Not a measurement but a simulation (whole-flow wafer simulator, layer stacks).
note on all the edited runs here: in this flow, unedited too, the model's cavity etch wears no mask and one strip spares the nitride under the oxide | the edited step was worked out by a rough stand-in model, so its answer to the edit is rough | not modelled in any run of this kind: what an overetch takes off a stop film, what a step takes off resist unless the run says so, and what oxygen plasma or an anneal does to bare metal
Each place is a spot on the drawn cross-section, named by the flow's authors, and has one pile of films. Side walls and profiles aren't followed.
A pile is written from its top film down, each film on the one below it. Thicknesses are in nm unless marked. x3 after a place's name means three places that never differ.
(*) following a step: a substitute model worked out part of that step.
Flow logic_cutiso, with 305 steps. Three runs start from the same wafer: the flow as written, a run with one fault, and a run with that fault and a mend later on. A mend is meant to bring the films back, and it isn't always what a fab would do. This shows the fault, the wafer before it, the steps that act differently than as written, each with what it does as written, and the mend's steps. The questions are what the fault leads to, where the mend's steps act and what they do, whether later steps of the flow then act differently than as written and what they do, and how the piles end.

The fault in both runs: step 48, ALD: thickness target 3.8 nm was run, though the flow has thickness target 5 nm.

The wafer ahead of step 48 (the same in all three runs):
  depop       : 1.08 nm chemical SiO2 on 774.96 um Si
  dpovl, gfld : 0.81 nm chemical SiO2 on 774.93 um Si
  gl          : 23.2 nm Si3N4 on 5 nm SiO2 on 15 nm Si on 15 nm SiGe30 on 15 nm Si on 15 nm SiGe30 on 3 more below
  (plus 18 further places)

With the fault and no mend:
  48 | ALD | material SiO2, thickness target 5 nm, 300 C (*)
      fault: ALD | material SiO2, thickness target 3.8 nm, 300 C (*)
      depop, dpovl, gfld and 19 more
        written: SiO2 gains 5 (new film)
        fault: SiO2 gains 3.8 (new film)
  Steps later in the flow that act otherwise than as written (not shown: 5 more steps that differ only slightly, by at most 2% or 0.5 nm, whichever is larger):
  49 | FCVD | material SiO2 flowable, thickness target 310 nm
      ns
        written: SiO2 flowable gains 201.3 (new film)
        fault: SiO2 flowable gains 196.4 (new film)
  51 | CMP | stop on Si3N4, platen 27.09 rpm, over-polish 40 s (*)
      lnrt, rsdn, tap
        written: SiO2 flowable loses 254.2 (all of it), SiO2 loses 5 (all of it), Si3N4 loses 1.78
        fault: SiO2 flowable loses 253.6 (all of it), SiO2 loses 3.8 (all of it), Si3N4 loses 1.78
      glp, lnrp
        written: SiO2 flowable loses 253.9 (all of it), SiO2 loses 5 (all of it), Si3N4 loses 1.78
        fault: SiO2 flowable loses 253.3 (all of it), SiO2 loses 3.8 (all of it), Si3N4 loses 1.78
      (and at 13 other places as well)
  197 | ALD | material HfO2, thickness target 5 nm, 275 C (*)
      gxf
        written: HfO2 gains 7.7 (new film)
        fault: HfO2 gains 5.06 (new film)
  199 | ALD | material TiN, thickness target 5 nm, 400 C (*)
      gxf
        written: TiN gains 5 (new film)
        fault: TiN gains 7.58 (new film)
  By the end, the piles at depop, dpovl, gfld, gxf, iso, isow, lnri, nsgap depart from the flow's by more than 2% or 0.5 nm, whichever is larger.
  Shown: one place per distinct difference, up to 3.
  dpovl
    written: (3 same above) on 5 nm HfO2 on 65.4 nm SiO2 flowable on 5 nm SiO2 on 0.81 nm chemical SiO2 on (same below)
    fault: (3 same above) on 5 nm HfO2 on 66.6 nm SiO2 flowable on 3.8 nm SiO2 on 0.81 nm chemical SiO2 on (same below)
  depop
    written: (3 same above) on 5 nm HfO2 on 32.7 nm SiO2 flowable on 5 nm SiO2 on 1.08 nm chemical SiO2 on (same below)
    fault: (3 same above) on 5 nm HfO2 on 33.9 nm SiO2 flowable on 3.8 nm SiO2 on 1.08 nm chemical SiO2 on (same below)
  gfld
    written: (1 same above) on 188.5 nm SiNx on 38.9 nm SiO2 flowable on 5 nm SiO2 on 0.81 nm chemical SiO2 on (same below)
    fault: (1 same above) on 188.5 nm SiNx on 40.1 nm SiO2 flowable on 3.8 nm SiO2 on 0.81 nm chemical SiO2 on (same below)

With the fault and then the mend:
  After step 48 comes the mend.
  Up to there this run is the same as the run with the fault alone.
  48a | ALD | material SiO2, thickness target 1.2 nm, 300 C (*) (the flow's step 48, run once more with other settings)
      depop, dpovl, gfld and 19 more
        SiO2 gains 1.2
  None of the later steps of the flow acts differently than as written at any place that is followed.
  By the end, the piles equal the flow's at every place that both follow.
